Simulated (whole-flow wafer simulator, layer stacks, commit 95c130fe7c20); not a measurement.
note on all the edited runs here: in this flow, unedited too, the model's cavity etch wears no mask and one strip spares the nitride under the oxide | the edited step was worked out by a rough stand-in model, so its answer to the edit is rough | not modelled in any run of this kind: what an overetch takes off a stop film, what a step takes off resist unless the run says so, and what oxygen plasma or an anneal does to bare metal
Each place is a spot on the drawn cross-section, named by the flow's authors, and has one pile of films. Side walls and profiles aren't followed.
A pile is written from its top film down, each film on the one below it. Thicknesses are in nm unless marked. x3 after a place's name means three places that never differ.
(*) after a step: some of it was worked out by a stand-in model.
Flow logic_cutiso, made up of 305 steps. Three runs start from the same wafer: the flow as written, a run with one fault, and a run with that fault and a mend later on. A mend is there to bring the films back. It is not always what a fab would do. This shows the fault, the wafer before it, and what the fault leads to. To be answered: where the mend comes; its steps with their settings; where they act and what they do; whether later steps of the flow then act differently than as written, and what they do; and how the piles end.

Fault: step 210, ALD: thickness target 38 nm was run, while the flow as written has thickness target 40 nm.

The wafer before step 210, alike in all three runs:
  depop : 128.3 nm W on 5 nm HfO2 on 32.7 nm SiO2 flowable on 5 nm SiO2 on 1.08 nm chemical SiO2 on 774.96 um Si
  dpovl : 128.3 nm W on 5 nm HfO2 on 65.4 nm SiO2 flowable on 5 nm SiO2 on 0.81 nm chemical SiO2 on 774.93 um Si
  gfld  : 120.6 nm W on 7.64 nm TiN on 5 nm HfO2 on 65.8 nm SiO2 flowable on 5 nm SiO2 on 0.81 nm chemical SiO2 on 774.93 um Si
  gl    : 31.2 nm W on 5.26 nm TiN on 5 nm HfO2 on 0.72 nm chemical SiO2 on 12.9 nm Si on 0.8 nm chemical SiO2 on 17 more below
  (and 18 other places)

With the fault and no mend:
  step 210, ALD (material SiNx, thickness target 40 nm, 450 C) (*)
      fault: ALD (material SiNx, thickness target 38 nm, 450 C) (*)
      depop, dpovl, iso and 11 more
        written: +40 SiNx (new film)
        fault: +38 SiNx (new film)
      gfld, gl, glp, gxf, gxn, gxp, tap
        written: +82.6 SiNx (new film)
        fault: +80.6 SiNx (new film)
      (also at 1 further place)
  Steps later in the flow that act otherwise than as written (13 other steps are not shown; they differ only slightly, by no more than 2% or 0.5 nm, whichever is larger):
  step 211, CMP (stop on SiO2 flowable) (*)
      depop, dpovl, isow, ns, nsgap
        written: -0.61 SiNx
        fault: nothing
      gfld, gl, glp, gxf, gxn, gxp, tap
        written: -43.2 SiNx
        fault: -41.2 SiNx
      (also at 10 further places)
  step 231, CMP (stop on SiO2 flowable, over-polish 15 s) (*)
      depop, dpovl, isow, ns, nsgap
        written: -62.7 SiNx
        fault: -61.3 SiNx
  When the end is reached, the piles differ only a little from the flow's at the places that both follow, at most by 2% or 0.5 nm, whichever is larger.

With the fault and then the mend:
  After step 210 comes the mend.
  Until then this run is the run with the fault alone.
  step 210a, ALD (material SiNx, thickness target 2 nm, 450 C) (*) (the flow's step 210 again, with other settings)
      depop, dpovl, gfld and 19 more
        +2 SiNx
  Every later step of the flow that is run acts as written, at every place that is followed, to within 2% or 0.5 nm, whichever is larger.
  At every place that both follow, the piles at the end match the flow's.
